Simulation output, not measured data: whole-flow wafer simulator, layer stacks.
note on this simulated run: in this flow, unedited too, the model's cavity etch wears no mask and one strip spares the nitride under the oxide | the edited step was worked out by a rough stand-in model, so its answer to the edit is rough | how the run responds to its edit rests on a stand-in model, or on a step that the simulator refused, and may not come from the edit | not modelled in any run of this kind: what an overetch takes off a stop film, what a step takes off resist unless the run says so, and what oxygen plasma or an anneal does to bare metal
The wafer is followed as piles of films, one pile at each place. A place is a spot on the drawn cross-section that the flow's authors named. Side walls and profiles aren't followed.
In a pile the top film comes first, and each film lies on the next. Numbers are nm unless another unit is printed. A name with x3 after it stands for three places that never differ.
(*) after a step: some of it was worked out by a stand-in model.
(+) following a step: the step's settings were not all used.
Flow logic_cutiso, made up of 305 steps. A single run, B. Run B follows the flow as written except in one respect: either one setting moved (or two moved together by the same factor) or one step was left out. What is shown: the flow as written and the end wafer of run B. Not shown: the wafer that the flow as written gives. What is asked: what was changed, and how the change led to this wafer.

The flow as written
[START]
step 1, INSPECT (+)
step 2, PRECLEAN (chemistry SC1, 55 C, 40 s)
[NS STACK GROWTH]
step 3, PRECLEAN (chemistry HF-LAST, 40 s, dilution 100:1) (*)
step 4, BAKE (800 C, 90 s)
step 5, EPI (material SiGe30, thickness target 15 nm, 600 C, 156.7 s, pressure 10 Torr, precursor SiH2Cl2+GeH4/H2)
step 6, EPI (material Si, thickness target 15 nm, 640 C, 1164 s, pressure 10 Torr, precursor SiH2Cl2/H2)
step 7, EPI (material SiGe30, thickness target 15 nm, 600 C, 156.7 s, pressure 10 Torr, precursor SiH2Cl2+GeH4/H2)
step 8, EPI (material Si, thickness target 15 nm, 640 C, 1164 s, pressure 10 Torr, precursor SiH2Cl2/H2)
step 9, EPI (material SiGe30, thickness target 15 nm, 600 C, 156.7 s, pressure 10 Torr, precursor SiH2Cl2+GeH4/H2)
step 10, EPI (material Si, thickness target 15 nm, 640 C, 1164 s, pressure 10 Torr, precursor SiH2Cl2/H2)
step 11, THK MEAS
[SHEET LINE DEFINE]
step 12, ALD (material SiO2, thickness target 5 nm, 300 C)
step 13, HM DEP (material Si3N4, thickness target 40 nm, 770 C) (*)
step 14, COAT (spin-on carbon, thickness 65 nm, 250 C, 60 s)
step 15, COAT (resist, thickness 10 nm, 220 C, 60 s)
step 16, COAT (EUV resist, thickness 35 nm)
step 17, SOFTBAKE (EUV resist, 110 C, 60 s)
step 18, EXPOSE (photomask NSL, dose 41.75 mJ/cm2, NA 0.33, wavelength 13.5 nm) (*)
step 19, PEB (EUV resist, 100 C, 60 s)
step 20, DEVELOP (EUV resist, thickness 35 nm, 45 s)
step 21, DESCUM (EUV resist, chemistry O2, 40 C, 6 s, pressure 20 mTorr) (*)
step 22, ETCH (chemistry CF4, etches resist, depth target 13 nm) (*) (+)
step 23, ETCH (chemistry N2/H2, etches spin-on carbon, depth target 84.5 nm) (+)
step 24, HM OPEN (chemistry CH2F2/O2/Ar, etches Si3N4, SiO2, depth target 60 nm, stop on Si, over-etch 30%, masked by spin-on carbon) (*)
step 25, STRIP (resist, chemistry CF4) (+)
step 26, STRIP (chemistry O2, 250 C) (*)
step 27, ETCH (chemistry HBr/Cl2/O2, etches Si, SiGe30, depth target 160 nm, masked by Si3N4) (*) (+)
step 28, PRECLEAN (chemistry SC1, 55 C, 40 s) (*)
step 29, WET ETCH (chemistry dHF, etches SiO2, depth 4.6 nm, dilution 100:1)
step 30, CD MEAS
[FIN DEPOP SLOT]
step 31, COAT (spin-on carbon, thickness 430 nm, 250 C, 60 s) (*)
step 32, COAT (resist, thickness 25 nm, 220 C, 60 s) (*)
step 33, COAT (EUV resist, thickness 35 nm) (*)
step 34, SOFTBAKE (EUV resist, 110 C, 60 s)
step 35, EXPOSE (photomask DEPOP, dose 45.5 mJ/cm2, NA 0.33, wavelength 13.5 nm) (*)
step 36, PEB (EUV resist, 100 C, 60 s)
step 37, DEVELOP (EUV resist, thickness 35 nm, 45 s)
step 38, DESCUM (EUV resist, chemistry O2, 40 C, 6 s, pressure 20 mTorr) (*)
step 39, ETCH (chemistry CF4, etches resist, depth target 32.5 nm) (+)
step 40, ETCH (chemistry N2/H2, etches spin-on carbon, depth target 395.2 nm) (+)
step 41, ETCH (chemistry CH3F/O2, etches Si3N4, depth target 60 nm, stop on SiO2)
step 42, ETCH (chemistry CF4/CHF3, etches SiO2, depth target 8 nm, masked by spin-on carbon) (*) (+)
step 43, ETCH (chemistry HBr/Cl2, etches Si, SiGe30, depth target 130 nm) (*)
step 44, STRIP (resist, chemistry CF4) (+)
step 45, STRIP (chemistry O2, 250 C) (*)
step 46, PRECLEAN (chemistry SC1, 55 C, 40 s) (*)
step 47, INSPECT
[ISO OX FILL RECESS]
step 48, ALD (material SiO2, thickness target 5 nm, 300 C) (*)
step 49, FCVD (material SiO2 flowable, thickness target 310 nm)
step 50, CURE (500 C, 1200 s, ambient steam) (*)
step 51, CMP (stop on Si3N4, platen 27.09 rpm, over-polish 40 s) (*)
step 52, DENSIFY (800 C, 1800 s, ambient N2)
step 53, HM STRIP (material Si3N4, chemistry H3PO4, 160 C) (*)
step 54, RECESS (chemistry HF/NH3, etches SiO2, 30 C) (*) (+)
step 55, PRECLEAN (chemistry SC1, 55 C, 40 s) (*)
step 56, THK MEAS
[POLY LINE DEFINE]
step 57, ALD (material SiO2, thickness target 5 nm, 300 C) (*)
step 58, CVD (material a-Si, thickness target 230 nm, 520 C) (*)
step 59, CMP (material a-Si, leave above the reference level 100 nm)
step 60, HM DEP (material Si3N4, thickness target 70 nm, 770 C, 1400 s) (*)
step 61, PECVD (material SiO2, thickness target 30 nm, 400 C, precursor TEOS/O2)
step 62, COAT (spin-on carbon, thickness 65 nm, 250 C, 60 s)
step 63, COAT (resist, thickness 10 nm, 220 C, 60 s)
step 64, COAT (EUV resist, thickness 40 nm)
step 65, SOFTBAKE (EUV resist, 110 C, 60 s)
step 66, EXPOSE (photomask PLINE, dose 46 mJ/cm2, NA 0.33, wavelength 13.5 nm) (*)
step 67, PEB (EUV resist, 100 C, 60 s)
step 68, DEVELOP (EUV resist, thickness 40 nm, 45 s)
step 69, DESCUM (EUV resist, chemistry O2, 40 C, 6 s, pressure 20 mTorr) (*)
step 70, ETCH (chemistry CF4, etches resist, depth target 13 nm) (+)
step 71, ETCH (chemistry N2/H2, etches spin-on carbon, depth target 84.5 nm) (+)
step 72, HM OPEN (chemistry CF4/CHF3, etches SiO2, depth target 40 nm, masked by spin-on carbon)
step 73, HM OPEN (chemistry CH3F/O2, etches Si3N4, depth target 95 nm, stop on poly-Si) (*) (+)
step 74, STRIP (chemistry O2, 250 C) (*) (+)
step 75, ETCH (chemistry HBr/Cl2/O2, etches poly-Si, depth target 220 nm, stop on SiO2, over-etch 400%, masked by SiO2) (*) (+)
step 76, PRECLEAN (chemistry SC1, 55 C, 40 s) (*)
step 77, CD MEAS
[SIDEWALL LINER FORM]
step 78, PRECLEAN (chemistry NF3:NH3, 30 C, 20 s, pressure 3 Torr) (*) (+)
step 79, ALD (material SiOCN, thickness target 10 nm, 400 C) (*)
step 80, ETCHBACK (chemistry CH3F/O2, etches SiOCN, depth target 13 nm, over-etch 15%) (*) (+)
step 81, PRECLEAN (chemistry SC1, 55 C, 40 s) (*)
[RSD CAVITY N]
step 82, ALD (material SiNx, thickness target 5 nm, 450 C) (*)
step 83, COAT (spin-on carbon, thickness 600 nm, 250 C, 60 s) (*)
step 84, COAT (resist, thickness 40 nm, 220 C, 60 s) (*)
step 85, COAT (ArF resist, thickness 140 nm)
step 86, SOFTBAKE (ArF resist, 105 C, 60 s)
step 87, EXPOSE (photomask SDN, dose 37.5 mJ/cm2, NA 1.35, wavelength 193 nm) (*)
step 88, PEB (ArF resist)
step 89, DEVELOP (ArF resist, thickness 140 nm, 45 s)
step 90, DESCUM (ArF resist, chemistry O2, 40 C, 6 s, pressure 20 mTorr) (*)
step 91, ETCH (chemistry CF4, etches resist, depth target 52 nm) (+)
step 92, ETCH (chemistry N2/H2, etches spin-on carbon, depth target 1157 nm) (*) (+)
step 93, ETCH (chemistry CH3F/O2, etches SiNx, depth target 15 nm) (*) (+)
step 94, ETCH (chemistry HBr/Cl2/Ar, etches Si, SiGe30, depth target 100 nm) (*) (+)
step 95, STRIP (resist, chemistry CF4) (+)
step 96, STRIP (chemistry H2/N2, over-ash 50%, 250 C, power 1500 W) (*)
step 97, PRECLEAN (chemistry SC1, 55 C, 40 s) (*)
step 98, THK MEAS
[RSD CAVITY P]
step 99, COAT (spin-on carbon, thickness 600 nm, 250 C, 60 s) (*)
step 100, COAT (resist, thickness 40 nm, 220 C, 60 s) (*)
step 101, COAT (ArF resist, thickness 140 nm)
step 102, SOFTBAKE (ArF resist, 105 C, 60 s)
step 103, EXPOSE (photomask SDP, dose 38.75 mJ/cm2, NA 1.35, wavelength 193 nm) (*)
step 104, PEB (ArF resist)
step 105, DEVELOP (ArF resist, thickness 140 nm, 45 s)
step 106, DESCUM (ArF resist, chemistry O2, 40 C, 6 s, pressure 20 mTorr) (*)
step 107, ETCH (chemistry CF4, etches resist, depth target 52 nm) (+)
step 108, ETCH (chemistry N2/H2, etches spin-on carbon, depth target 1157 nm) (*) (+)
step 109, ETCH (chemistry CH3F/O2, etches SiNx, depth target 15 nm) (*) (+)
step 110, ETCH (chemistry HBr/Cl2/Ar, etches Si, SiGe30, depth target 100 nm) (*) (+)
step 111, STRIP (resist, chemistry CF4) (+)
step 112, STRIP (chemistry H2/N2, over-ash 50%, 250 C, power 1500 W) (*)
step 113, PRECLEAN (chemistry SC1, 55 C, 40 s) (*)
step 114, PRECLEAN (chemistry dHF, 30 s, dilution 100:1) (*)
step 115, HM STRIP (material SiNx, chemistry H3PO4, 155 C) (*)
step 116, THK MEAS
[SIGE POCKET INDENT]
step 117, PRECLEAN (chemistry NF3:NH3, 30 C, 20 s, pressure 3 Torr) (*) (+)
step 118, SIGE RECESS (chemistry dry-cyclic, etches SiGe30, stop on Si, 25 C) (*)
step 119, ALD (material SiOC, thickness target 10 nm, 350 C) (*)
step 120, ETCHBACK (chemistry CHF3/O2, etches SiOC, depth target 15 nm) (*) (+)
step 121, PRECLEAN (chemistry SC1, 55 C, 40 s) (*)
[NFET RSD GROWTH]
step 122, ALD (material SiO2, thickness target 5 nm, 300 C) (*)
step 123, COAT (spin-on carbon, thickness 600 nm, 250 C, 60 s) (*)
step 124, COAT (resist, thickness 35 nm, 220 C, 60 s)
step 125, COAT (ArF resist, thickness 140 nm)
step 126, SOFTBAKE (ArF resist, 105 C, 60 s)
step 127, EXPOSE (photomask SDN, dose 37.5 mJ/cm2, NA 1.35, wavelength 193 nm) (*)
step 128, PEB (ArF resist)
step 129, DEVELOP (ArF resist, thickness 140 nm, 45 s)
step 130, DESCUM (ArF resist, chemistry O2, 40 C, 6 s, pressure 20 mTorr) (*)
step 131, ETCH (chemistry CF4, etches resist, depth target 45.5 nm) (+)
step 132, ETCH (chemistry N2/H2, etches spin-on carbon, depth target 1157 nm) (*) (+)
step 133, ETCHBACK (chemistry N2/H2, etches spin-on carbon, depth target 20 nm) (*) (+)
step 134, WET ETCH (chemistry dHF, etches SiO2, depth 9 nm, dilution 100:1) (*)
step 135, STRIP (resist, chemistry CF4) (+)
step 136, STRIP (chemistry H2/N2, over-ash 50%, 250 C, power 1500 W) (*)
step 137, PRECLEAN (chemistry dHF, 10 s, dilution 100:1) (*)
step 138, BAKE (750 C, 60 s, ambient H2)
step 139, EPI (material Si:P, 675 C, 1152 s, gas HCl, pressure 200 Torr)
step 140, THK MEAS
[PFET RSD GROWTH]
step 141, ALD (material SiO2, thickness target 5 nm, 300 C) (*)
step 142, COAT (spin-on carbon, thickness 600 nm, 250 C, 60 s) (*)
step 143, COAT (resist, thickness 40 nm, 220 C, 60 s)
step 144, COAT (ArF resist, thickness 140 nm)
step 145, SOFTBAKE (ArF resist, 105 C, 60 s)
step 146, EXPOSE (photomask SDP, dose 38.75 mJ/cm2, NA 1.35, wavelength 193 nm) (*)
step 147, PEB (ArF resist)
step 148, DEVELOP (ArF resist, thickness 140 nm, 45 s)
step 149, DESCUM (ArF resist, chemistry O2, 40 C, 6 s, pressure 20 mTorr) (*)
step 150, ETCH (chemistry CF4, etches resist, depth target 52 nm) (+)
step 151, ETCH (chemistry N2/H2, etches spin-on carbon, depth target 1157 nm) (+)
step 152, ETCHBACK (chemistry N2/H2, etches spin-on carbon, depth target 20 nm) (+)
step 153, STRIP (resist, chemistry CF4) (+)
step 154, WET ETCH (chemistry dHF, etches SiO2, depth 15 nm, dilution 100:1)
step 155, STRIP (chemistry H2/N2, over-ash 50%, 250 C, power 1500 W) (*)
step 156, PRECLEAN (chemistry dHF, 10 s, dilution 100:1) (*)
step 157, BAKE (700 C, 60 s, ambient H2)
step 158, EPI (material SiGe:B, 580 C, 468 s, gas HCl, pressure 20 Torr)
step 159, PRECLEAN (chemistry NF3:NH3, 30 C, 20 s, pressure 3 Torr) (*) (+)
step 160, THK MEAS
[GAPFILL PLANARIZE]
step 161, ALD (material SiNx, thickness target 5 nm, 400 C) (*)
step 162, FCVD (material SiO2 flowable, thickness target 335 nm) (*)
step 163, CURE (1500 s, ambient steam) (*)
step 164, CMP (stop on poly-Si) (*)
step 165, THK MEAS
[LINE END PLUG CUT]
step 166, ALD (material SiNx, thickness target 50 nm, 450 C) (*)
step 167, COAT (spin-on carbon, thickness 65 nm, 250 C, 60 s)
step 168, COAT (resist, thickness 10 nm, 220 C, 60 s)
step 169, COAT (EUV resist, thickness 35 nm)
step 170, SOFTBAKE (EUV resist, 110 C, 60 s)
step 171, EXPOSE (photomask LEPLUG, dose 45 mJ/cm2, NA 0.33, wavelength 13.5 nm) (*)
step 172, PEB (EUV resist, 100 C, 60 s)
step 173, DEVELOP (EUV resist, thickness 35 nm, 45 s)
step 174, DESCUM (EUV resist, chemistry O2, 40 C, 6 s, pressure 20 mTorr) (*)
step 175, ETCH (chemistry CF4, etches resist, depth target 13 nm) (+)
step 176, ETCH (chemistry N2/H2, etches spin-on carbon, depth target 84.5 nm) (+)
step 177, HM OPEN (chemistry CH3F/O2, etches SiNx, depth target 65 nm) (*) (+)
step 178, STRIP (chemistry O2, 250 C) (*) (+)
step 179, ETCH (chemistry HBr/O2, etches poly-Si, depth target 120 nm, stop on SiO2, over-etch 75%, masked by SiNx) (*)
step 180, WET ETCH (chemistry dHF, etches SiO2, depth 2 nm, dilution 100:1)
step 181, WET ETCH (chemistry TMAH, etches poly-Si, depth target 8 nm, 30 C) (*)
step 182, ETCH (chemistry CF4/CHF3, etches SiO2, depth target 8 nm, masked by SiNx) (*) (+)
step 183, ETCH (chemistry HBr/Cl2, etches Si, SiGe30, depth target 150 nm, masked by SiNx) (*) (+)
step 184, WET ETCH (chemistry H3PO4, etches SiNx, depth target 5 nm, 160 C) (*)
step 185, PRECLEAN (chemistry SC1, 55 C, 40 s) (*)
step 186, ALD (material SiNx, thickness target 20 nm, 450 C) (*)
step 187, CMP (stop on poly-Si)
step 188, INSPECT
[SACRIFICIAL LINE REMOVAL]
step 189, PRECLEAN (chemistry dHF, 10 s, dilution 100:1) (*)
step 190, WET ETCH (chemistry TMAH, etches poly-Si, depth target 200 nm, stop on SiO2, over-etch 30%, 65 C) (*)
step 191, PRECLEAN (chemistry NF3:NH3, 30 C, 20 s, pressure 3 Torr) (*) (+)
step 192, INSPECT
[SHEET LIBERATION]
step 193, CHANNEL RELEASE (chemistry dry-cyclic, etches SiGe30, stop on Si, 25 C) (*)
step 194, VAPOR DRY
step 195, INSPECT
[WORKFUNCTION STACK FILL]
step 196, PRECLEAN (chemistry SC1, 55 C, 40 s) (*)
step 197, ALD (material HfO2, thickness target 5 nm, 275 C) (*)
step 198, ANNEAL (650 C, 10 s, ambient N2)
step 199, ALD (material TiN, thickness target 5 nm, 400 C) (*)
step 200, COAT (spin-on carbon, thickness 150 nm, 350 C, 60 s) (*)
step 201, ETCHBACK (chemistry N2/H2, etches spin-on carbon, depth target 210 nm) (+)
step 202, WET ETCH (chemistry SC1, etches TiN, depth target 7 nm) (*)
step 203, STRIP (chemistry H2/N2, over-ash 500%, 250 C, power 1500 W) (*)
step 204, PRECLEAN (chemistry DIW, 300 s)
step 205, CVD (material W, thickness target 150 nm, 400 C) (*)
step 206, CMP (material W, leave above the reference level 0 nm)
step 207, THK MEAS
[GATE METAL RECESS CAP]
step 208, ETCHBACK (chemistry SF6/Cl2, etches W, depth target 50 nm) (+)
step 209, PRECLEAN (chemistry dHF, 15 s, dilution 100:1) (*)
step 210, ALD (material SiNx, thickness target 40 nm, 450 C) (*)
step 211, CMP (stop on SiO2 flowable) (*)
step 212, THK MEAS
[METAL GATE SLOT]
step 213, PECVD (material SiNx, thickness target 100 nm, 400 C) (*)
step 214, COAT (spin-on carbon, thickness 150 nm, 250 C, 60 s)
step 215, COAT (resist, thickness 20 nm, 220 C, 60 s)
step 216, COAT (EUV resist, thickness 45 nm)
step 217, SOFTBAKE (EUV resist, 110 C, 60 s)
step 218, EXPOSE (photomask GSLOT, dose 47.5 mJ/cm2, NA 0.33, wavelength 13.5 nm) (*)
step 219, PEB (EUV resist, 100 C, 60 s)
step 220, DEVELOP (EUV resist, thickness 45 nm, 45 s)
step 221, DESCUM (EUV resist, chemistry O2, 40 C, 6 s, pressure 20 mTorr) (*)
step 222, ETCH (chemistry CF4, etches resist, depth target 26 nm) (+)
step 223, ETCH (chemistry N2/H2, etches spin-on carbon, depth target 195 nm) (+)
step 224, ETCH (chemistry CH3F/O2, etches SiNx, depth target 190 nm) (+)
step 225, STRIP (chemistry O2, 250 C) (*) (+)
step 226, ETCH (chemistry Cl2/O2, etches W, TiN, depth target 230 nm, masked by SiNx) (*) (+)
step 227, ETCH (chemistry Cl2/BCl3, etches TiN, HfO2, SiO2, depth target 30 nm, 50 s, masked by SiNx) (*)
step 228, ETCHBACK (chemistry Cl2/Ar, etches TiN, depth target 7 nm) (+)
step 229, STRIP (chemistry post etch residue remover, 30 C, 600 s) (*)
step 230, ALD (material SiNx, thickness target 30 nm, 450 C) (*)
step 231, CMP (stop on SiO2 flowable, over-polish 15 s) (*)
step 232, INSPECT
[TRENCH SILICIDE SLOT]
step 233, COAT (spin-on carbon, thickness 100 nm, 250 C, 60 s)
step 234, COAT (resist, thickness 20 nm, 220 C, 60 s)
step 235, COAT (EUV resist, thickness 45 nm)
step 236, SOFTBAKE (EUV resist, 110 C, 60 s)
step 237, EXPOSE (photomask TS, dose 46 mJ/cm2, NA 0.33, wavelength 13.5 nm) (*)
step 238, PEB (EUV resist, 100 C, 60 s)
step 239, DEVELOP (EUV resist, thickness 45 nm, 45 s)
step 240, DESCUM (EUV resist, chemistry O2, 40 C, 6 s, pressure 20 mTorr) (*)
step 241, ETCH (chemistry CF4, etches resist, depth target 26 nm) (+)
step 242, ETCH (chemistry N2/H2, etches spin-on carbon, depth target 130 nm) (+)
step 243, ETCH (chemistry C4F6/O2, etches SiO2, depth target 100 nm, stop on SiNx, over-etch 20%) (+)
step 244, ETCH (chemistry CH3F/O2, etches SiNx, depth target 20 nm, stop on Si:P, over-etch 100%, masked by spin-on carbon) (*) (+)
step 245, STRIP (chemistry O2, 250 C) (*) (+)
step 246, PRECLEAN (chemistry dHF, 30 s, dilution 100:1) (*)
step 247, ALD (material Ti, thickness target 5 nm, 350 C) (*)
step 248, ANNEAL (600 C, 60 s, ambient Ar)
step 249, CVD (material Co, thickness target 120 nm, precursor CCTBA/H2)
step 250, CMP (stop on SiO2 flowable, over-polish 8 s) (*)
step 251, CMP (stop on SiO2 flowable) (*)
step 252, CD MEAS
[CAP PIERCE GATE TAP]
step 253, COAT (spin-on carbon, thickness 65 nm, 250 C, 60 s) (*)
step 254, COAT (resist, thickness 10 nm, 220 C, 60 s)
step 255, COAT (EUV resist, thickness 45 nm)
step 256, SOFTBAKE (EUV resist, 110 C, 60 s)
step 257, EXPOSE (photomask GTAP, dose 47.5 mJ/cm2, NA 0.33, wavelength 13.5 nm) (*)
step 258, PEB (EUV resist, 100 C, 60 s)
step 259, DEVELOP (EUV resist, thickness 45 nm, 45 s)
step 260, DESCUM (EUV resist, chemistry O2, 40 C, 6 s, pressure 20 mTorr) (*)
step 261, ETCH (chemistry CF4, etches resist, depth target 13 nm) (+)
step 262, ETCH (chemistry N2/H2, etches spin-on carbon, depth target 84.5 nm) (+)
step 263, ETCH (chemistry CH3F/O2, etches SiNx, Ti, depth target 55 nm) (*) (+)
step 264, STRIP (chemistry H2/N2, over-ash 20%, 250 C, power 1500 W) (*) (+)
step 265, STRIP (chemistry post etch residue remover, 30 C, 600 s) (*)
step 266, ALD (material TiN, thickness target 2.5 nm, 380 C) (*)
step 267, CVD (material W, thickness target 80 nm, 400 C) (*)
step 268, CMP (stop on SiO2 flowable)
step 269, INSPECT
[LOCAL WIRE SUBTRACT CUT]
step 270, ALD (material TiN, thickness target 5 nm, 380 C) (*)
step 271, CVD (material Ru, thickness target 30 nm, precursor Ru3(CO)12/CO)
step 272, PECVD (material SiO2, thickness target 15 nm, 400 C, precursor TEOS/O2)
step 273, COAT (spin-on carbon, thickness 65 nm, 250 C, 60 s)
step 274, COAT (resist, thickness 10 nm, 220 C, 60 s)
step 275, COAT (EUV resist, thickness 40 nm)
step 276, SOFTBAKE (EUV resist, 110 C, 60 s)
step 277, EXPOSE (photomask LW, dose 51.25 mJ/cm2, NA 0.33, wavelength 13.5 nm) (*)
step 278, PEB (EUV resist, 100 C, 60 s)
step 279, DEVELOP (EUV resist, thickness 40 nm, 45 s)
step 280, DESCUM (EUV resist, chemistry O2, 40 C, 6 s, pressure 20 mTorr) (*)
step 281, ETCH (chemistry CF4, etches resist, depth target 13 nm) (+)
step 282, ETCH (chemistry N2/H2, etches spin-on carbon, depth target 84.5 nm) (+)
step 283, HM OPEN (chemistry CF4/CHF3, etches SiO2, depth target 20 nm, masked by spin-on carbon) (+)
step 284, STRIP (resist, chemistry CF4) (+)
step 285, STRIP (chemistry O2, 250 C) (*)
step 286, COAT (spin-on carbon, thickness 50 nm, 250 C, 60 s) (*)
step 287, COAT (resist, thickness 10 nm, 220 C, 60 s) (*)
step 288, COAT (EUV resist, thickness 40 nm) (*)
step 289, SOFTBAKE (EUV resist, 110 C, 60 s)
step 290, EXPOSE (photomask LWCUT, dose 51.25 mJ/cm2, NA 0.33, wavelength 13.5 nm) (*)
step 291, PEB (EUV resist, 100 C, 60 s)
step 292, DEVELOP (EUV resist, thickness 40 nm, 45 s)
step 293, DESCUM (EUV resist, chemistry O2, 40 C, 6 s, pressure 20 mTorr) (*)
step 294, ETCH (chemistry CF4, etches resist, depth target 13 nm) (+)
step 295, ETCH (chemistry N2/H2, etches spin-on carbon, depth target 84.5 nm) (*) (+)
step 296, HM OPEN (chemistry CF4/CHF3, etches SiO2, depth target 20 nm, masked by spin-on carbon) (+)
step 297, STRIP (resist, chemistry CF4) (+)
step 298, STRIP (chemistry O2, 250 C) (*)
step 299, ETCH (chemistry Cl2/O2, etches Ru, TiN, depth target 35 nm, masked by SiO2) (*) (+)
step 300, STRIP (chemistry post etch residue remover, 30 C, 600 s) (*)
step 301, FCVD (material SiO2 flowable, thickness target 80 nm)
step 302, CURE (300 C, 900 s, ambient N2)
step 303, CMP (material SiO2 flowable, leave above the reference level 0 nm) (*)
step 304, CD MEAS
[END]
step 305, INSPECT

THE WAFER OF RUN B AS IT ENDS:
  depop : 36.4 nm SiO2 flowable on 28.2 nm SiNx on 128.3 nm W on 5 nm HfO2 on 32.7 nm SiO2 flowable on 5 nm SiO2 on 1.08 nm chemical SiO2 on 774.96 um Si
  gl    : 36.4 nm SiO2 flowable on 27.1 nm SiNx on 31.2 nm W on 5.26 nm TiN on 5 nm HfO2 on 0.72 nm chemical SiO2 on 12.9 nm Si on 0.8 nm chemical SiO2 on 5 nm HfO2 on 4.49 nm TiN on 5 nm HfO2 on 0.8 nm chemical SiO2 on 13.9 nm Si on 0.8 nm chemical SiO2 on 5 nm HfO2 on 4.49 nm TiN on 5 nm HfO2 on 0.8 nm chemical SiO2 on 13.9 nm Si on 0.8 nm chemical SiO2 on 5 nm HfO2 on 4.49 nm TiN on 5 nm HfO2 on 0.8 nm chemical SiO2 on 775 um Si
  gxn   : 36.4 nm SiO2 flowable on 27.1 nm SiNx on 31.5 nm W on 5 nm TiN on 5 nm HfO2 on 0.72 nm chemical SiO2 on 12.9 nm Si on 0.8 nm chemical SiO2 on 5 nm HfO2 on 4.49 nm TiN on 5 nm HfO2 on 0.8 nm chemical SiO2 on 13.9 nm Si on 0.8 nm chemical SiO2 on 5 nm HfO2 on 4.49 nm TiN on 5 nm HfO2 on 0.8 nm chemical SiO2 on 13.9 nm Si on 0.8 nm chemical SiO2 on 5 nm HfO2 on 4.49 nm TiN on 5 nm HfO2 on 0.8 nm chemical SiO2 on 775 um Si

Cause: step 299, ETCH: depth target 52.5 nm was run, though the flow has depth target 35 nm.

The path from the change to this, step by step:
  step 299, ETCH (chemistry Cl2/O2, etches Ru, TiN, depth target 35 nm, masked by SiO2) (*) (+)
      depop, dpovl, gfld and 9 more: -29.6 Ru (all of it), -5 TiN (all of it), -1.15 SiNx (it would be, as written: -29.6 Ru (all of it), -5 TiN (all of it))
      iso, rsdx: -29.6 Ru (all of it), -5 TiN (all of it), -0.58 SiO2 flowable (it would be, as written: -29.6 Ru (all of it), -5 TiN (all of it))
      (and at 5 other places as well)
  step 303, CMP (material SiO2 flowable, leave above the reference level 0 nm) (*)
      depop, dpovl, isow, ns, nsgap: -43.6 SiO2 flowable (it would be, as written: -44.7 SiO2 flowable)
